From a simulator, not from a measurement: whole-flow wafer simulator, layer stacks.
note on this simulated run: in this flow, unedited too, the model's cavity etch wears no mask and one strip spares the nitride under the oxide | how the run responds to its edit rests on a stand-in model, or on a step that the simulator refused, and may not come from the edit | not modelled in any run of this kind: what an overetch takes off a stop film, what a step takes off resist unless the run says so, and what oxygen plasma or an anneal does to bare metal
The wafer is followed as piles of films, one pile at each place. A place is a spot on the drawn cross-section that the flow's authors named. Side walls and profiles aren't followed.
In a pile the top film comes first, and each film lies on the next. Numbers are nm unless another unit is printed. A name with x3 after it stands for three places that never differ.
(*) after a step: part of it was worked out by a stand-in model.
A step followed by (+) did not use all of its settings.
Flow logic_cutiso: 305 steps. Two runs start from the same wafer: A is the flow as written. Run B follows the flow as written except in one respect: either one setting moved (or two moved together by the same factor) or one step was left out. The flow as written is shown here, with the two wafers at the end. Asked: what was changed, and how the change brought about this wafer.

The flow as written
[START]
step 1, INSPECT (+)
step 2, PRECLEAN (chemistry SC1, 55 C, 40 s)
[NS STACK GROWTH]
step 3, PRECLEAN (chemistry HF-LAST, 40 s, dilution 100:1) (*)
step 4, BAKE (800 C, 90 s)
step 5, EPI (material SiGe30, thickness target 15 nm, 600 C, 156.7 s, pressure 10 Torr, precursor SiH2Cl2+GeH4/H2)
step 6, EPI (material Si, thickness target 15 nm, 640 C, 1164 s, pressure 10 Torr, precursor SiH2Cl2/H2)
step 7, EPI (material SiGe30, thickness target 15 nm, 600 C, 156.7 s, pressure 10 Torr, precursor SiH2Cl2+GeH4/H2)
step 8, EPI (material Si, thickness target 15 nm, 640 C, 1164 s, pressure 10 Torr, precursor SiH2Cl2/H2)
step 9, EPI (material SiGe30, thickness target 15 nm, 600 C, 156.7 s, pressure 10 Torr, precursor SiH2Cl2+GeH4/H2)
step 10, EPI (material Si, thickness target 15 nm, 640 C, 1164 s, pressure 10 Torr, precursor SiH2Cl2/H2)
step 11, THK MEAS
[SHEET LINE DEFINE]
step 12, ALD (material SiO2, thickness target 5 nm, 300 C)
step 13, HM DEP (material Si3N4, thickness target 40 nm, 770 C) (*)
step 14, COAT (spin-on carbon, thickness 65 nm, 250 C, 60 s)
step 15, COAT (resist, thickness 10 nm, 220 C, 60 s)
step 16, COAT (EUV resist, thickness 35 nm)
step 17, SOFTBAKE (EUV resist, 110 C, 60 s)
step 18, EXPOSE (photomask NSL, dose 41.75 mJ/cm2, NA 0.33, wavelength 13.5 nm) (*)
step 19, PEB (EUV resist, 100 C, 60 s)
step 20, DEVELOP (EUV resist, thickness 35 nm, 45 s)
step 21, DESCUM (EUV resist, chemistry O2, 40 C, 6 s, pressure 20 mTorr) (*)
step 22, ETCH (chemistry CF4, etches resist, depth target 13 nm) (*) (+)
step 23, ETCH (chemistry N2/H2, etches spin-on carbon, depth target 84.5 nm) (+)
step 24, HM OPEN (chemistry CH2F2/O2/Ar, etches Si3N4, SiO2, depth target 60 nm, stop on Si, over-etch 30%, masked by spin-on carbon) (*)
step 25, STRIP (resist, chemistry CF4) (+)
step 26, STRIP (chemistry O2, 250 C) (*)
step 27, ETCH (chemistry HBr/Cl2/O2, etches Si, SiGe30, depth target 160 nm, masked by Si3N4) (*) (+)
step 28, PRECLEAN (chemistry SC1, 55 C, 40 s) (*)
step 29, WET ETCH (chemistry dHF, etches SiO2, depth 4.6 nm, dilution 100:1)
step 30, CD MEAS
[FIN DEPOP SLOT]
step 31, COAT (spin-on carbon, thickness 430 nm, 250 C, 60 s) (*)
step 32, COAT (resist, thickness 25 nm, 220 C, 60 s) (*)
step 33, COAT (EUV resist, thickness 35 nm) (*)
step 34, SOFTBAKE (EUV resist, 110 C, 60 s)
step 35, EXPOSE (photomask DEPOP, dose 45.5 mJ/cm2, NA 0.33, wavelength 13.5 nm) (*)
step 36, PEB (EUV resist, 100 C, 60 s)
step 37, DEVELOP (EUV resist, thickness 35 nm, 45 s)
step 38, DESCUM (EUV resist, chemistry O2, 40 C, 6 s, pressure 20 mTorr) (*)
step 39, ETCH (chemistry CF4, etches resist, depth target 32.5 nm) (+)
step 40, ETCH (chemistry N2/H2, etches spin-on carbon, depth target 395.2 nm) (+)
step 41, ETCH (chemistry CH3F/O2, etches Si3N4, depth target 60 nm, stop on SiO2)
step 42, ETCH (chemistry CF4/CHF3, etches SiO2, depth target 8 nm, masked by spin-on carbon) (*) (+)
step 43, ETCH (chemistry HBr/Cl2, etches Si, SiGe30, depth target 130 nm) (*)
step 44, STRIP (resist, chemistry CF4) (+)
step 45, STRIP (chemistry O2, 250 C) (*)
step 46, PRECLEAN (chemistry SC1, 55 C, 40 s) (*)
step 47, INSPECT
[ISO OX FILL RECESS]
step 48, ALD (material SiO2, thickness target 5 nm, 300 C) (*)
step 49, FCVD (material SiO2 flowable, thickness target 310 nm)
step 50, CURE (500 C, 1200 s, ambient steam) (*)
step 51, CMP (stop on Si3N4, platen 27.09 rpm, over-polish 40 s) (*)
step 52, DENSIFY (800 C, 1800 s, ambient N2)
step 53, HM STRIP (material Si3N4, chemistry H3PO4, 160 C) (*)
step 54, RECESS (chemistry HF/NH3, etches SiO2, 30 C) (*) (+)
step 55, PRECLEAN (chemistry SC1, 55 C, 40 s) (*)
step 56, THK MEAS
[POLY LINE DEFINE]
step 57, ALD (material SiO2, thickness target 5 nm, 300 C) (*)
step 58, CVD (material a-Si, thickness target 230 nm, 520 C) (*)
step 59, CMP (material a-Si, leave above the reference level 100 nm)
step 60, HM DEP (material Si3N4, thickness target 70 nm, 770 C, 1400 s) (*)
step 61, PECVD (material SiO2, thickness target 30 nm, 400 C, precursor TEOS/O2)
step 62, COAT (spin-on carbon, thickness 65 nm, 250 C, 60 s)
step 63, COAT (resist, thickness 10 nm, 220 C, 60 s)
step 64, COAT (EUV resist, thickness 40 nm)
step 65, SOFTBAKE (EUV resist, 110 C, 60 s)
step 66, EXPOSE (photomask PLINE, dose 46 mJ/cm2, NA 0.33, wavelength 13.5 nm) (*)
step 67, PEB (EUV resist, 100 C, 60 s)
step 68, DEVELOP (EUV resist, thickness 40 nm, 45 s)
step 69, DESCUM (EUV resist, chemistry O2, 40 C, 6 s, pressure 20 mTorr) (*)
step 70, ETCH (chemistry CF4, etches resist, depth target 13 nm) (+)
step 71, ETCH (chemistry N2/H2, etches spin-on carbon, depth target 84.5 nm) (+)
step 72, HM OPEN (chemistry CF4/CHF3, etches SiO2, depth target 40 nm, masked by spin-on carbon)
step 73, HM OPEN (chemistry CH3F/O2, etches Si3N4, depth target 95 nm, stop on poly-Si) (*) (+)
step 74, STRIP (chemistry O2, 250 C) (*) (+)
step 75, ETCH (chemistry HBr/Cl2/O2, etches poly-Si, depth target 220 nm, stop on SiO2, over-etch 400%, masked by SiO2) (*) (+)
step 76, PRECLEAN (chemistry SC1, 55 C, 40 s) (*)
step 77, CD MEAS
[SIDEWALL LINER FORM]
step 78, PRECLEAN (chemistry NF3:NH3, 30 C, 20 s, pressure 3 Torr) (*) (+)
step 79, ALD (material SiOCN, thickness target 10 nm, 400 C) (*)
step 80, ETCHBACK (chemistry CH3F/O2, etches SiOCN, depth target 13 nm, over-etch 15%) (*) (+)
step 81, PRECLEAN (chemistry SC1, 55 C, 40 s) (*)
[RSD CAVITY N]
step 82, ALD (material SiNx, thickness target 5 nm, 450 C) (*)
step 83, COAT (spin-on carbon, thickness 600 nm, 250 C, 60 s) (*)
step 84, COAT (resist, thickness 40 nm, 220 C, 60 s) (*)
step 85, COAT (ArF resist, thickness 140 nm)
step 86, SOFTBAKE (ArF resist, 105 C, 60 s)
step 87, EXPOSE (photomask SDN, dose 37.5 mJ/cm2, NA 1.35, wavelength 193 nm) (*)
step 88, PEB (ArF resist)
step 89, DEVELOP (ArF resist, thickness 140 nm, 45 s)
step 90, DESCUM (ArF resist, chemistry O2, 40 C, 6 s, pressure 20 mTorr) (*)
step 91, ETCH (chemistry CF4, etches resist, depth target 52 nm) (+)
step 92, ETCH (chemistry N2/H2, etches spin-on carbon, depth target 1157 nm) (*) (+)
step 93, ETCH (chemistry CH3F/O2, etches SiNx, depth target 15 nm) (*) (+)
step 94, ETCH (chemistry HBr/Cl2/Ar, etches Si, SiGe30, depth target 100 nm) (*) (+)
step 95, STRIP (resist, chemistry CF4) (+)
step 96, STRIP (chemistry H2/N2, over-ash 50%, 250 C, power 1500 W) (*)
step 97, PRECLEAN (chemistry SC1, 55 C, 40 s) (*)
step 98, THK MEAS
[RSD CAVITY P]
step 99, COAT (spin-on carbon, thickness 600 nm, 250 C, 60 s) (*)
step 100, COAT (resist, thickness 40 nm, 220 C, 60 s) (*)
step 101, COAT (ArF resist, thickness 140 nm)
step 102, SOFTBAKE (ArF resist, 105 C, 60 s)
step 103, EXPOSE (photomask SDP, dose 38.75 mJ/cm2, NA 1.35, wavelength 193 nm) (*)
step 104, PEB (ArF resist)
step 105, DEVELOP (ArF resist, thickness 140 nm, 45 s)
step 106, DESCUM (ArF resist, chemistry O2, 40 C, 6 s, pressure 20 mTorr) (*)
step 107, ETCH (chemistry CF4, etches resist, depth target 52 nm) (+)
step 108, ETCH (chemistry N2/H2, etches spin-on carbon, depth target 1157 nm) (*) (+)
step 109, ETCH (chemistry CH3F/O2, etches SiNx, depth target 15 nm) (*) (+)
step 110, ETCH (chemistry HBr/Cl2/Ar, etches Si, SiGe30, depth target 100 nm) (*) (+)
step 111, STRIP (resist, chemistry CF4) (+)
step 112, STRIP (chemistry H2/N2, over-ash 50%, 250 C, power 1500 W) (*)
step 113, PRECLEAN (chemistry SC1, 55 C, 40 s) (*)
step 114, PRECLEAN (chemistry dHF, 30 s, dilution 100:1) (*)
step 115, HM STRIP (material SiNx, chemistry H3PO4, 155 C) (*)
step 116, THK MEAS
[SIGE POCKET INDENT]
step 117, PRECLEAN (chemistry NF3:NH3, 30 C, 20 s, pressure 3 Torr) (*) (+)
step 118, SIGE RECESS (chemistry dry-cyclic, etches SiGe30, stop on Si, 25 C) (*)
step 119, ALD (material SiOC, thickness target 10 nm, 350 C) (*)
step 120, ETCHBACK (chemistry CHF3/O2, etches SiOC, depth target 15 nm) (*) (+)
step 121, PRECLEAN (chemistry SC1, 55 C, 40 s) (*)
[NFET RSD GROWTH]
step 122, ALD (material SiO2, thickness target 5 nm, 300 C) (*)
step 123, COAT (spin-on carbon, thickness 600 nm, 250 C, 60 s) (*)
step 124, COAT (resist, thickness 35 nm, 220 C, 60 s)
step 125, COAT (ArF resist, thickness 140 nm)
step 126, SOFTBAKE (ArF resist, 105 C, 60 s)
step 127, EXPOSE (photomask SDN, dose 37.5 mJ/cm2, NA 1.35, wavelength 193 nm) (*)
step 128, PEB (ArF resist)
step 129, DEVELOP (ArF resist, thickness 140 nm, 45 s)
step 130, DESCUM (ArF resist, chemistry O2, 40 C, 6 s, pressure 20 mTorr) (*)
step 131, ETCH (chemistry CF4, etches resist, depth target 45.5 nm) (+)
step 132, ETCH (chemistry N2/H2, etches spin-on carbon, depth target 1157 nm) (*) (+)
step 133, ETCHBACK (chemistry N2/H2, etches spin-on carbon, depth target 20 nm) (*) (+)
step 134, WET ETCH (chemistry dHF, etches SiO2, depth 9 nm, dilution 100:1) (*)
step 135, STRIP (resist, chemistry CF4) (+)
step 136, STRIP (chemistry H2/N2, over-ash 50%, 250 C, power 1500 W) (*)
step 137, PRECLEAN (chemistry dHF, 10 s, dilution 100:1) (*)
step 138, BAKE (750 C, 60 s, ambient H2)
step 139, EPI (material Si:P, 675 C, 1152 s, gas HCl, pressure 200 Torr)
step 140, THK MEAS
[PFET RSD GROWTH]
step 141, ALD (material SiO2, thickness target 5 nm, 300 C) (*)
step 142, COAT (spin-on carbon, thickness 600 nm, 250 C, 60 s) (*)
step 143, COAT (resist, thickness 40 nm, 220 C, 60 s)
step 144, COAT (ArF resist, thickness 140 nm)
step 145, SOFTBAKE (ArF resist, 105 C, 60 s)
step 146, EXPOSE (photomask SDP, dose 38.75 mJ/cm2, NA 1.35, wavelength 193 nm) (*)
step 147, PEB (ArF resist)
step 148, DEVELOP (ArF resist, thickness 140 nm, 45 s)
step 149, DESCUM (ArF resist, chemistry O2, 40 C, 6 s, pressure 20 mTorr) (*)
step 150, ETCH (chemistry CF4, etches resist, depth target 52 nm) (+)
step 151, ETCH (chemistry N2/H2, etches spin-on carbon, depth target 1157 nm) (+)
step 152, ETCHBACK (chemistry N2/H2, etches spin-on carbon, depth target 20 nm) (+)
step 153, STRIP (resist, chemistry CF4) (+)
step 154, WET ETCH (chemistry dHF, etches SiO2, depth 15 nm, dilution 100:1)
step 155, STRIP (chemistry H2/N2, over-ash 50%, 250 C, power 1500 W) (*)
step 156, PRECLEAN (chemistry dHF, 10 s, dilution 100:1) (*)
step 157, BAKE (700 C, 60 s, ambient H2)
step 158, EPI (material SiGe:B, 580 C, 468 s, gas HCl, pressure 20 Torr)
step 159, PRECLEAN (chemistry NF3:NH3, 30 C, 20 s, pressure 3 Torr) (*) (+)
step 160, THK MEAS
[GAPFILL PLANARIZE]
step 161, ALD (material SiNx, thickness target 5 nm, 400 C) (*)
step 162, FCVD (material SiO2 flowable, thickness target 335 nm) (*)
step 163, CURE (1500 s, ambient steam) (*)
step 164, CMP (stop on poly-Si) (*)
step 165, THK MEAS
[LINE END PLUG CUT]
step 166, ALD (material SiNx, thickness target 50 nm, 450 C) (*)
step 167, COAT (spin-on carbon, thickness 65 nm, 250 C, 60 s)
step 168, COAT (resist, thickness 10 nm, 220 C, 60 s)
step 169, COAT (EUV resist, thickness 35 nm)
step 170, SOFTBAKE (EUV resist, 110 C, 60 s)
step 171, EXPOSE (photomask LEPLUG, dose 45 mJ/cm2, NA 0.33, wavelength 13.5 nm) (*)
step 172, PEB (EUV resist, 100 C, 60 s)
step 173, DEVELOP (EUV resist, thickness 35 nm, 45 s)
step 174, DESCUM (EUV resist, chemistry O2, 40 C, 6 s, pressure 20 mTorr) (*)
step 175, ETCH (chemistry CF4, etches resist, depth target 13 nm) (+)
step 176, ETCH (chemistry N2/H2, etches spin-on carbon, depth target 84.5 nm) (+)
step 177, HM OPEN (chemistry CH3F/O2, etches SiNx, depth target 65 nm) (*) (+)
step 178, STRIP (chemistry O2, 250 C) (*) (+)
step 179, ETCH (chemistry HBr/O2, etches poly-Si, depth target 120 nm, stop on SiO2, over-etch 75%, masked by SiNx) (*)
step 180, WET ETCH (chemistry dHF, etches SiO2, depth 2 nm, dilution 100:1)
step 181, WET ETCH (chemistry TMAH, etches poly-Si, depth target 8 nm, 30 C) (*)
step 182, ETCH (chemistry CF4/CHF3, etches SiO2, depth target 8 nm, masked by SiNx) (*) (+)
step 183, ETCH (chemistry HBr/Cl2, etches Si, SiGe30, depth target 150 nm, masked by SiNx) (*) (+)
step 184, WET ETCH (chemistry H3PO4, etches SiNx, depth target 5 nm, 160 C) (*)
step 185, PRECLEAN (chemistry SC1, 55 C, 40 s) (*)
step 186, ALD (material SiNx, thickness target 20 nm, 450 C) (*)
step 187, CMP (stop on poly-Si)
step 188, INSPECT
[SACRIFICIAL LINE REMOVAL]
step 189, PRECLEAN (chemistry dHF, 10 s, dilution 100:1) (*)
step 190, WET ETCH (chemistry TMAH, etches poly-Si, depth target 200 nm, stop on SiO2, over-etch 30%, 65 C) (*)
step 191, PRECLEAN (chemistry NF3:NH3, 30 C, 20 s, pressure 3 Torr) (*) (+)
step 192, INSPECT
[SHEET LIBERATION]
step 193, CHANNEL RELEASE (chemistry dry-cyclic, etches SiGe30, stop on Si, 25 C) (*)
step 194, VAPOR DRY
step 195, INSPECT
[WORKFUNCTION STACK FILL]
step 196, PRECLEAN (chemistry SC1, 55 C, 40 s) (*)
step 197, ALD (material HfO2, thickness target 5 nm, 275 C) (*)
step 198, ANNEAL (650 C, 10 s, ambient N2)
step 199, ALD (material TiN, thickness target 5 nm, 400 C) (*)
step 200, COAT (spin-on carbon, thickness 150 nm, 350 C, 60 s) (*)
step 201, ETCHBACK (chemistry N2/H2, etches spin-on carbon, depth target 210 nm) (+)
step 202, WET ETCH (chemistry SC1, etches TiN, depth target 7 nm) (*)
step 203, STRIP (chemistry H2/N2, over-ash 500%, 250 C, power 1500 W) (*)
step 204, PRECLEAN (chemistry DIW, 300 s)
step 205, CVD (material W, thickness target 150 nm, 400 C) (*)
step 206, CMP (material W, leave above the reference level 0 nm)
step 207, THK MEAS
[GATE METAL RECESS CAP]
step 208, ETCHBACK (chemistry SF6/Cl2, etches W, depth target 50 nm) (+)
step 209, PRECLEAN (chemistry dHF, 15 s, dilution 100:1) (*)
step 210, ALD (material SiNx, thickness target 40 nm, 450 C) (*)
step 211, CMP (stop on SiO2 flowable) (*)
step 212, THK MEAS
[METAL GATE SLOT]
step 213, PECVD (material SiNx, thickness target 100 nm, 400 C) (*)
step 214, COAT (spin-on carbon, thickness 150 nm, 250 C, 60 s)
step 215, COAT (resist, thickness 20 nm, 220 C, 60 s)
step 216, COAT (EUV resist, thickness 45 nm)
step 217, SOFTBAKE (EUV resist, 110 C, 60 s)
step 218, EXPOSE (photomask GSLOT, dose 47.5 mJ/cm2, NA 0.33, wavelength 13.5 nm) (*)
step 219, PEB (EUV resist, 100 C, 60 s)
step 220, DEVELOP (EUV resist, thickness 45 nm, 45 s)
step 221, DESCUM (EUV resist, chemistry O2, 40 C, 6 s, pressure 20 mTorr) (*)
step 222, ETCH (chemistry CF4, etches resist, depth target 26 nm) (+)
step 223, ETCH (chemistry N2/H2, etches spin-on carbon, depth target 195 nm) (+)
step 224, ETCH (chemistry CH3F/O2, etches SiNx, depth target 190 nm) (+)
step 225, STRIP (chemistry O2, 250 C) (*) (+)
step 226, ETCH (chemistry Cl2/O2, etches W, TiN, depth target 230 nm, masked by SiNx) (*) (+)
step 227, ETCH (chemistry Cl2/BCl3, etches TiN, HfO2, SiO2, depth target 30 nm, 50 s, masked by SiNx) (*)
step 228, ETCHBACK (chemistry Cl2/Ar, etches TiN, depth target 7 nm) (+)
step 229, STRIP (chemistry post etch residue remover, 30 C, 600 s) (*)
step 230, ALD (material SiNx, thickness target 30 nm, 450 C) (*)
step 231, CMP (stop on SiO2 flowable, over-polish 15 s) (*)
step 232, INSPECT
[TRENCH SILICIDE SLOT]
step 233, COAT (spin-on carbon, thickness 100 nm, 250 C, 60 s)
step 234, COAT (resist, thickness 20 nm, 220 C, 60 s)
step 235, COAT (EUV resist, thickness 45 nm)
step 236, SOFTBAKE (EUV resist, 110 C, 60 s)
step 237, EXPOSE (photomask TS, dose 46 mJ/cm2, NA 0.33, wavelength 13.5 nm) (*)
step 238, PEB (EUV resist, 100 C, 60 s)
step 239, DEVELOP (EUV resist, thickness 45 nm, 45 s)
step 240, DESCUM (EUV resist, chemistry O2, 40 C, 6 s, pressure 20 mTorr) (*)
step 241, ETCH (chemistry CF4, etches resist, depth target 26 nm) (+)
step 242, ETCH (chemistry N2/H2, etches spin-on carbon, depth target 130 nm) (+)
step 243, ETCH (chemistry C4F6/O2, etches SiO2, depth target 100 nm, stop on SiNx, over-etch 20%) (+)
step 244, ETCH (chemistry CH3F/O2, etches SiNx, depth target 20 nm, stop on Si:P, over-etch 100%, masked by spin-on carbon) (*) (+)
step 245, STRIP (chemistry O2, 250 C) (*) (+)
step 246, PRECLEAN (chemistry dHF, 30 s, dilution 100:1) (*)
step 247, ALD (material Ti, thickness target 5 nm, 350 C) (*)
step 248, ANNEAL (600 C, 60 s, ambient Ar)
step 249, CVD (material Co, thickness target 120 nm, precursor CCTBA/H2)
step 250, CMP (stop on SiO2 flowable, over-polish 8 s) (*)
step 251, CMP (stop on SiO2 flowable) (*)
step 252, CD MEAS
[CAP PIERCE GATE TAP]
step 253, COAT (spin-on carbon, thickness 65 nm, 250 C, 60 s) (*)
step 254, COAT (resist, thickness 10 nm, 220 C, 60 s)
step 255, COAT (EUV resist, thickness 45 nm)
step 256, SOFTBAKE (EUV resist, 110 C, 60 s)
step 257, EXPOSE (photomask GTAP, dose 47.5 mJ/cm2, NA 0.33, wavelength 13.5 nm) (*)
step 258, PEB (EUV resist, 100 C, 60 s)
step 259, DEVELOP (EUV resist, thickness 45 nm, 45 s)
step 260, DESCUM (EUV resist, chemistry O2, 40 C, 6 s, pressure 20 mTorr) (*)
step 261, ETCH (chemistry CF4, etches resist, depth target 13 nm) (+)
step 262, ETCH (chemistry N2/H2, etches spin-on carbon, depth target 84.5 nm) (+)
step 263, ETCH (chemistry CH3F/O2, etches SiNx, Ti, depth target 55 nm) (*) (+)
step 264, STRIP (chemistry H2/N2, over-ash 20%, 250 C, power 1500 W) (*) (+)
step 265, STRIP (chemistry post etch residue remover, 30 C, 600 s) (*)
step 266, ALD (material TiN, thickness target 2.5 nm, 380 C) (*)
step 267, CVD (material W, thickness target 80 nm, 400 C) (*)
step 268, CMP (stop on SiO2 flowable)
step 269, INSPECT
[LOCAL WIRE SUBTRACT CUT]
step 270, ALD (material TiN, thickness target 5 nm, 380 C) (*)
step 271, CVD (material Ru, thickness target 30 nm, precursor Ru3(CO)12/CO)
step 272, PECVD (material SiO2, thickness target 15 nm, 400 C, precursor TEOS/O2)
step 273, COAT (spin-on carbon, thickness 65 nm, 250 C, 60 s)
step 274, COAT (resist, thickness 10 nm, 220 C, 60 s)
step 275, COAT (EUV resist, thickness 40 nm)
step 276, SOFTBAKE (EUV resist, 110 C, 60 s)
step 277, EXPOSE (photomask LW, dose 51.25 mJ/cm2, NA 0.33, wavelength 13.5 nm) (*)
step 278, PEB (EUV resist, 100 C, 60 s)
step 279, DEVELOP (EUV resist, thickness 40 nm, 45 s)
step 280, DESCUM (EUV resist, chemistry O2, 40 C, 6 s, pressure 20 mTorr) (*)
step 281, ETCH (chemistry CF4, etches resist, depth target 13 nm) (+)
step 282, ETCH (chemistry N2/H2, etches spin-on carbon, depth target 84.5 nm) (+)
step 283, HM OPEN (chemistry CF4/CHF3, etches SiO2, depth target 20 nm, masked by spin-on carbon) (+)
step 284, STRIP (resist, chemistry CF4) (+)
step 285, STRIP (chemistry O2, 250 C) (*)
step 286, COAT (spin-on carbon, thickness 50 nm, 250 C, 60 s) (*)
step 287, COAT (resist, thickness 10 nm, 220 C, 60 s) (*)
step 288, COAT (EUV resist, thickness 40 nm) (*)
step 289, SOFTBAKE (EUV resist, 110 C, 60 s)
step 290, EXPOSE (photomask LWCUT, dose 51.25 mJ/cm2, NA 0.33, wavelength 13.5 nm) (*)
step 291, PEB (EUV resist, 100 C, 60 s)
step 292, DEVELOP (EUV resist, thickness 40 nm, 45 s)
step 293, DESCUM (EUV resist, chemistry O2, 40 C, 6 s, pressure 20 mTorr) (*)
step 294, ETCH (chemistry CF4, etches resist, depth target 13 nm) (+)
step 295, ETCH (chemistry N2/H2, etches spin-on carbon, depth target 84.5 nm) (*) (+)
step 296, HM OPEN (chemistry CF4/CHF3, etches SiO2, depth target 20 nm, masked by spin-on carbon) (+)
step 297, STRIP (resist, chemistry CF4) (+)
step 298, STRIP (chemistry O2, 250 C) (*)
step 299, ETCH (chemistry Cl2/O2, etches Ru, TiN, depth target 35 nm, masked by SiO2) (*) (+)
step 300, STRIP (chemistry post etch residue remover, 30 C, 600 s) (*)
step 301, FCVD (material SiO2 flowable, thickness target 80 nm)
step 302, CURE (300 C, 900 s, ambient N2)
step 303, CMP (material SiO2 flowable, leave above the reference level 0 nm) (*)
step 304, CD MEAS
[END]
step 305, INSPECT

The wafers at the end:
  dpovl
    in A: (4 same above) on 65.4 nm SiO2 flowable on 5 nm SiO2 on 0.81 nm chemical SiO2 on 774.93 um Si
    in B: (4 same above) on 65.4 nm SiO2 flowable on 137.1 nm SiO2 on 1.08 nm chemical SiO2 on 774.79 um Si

What caused this: step 40, ETCH: depth target 632.3 nm was run, while the flow as written has depth target 395.2 nm.

How this came from the change, step by step:
  step 40, ETCH (chemistry N2/H2, etches spin-on carbon, depth target 395.2 nm) (+)
      dpovl: A -395.2 spin-on carbon | B -499.9 spin-on carbon (all of it)
      gfld, gl, glp and 17 more: A -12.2 EUV resist (all of it), -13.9 resist | B -12.2 EUV resist (all of it), -17.6 resist
      (and at 1 other place as well)
  step 41, ETCH (chemistry CH3F/O2, etches Si3N4, depth target 60 nm, stop on SiO2)
      dpovl: A -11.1 spin-on carbon | B -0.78 Si
      depop: A -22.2 Si3N4 (all of it), -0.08 SiO2 | B -21.1 Si3N4 (all of it), -0.08 SiO2
  step 42, ETCH (chemistry CF4/CHF3, etches SiO2, depth target 8 nm, masked by spin-on carbon) (*) (+)
      dpovl: A -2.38 spin-on carbon | B -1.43 Si
      gfld: A -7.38 resist | B -4.21 resist (all of it), -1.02 spin-on carbon
      (and at 19 other places as well)
  step 43, ETCH (chemistry HBr/Cl2, etches Si, SiGe30, depth target 130 nm) (*)
      dpovl: A -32 spin-on carbon | B -130 Si
  step 45, STRIP (chemistry O2, 250 C) (*)
      dpovl: A +0.82 chemical SiO2 (new film), -59.3 spin-on carbon (all of it), -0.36 Si | B +1.13 chemical SiO2 (new film), -0.5 Si
  step 48, ALD (material SiO2, thickness target 5 nm, 300 C) (*)
      dpovl: A +5 SiO2 (new film) | B +137.1 SiO2 (new film)
  step 52, DENSIFY (800 C, 1800 s, ambient N2)
      nsgap: A -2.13 SiO2 flowable | B -2.84 SiO2 flowable
